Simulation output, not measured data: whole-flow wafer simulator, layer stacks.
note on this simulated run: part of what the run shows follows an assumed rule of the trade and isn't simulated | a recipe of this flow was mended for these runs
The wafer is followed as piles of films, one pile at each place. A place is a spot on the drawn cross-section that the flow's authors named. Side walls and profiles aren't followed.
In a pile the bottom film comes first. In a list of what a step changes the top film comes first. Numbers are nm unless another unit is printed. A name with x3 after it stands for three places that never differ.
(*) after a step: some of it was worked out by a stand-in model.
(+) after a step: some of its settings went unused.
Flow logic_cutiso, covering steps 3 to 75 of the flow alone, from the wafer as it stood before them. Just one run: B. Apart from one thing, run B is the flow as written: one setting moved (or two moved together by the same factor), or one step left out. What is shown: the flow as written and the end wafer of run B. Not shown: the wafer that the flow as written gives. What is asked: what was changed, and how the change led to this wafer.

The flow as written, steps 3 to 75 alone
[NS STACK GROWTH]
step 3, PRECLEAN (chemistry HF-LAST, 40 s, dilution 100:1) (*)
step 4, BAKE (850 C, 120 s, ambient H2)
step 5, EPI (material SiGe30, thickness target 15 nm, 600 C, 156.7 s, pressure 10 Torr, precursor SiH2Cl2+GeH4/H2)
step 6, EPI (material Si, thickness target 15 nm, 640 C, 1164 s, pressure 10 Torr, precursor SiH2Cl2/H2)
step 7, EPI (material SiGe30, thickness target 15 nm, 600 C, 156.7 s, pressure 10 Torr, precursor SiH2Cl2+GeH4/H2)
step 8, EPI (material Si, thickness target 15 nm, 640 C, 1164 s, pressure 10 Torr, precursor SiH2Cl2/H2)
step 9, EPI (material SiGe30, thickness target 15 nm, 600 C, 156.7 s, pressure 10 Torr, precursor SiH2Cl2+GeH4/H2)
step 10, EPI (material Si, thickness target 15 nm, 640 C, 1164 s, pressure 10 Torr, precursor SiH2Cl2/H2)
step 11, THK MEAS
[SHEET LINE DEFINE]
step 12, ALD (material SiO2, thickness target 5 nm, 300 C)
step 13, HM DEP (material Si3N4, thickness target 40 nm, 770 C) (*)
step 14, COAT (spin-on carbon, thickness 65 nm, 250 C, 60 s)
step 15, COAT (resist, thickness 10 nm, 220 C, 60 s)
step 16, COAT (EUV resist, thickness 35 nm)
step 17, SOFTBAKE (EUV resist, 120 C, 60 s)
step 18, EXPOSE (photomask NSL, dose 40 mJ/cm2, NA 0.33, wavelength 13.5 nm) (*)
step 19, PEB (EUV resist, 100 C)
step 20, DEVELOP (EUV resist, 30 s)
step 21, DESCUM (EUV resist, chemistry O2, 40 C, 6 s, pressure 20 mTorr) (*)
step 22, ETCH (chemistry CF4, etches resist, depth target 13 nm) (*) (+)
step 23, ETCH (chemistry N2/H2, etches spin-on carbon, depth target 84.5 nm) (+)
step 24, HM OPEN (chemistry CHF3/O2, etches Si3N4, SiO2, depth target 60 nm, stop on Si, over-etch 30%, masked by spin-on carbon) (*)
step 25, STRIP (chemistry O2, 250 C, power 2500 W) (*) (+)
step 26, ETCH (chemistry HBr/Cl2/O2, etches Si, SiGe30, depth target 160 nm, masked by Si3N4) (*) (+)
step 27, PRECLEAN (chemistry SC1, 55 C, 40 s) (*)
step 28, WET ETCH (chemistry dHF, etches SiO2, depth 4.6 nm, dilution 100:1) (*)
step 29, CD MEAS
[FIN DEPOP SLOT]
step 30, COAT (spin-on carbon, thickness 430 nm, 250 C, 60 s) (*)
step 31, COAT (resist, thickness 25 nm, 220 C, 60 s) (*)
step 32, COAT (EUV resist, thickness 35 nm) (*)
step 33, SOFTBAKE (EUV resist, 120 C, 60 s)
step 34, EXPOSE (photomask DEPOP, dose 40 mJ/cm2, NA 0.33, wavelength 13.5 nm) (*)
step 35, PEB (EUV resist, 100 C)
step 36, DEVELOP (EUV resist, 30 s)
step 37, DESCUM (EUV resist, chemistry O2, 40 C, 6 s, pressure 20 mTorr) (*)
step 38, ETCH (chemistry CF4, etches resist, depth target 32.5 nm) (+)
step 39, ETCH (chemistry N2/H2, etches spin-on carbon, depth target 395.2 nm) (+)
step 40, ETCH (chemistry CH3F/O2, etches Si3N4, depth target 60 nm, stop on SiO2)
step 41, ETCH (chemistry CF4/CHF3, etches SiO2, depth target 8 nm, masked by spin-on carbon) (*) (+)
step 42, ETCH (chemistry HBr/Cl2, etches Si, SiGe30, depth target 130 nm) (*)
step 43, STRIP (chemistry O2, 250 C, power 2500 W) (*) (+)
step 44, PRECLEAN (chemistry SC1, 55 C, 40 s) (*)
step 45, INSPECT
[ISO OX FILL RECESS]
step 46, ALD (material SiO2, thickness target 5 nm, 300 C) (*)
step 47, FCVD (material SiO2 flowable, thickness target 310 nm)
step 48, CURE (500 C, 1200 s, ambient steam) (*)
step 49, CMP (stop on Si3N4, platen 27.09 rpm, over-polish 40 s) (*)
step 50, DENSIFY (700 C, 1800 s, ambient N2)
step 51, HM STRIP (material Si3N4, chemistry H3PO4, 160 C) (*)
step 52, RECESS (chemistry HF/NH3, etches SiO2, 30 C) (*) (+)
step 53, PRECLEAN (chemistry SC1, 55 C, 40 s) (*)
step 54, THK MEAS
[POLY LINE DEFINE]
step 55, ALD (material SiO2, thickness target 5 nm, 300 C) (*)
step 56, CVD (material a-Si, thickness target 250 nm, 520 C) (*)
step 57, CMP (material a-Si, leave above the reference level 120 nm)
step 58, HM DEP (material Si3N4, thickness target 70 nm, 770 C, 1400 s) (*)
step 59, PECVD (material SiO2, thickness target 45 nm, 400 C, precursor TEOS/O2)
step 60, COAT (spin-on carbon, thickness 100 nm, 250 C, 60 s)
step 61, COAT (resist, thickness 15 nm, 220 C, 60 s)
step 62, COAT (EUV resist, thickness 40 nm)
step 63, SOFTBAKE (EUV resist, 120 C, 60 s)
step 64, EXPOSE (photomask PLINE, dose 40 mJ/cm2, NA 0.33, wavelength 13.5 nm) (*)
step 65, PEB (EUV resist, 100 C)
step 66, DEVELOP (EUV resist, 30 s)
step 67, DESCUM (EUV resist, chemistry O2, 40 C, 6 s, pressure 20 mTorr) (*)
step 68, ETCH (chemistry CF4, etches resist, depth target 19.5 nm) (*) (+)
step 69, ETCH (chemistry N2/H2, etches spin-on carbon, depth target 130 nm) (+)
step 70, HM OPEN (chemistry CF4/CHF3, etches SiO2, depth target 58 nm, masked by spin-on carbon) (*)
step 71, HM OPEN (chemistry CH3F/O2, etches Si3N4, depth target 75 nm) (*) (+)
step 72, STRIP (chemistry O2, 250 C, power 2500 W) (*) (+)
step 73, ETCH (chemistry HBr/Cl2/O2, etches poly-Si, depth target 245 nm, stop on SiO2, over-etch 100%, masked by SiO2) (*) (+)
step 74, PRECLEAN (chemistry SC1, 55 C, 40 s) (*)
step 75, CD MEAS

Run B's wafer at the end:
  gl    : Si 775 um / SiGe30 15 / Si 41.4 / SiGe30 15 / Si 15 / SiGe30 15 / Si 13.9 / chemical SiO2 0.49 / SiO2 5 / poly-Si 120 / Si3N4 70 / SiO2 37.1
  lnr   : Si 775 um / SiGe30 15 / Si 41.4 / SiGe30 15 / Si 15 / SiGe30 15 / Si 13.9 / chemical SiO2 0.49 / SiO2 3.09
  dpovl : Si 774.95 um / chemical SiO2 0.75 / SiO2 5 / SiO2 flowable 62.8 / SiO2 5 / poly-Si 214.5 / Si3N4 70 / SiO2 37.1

What caused this: step 6, EPI: 664 C was run, while the flow as written has 640 C.

Step by step, how the change led to this:
  step 6, EPI (material Si, thickness target 15 nm, 640 C, 1164 s, pressure 10 Torr, precursor SiH2Cl2/H2)
      depop, dpovl, gfld and 19 more: +41.4 Si (new film) (as written it would have been: +15 Si (new film))
  step 26, ETCH (chemistry HBr/Cl2/O2, etches Si, SiGe30, depth target 160 nm, masked by Si3N4) (*) (+)
      dpovl, gfld, gxf, iso, isow, lnri, nsgap: -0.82 chemical SiO2 (all of it), -12 Si (all of it), -15 SiGe30 (all of it), -15 Si (all of it), -15 SiGe30 (all of it), -41.4 Si (all of it), -15 SiGe30 (all of it), -46.6 Si (as written it would have been: -0.82 chemical SiO2 (all of it), -12 Si (all of it), -15 SiGe30 (all of it), -15 Si (all of it), -15 SiGe30 (all of it), -15 Si (all of it), -15 SiGe30 (all of it), -73 Si)
  step 42, ETCH (chemistry HBr/Cl2, etches Si, SiGe30, depth target 130 nm) (*)
      depop: -13.8 Si (all of it), -15 SiGe30 (all of it), -15 Si (all of it), -15 SiGe30 (all of it), -41.4 Si (all of it), -15 SiGe30 (all of it), -14.8 Si (as written it would have been: -13.8 Si (all of it), -15 SiGe30 (all of it), -15 Si (all of it), -15 SiGe30 (all of it), -15 Si (all of it), -15 SiGe30 (all of it), -41.2 Si)
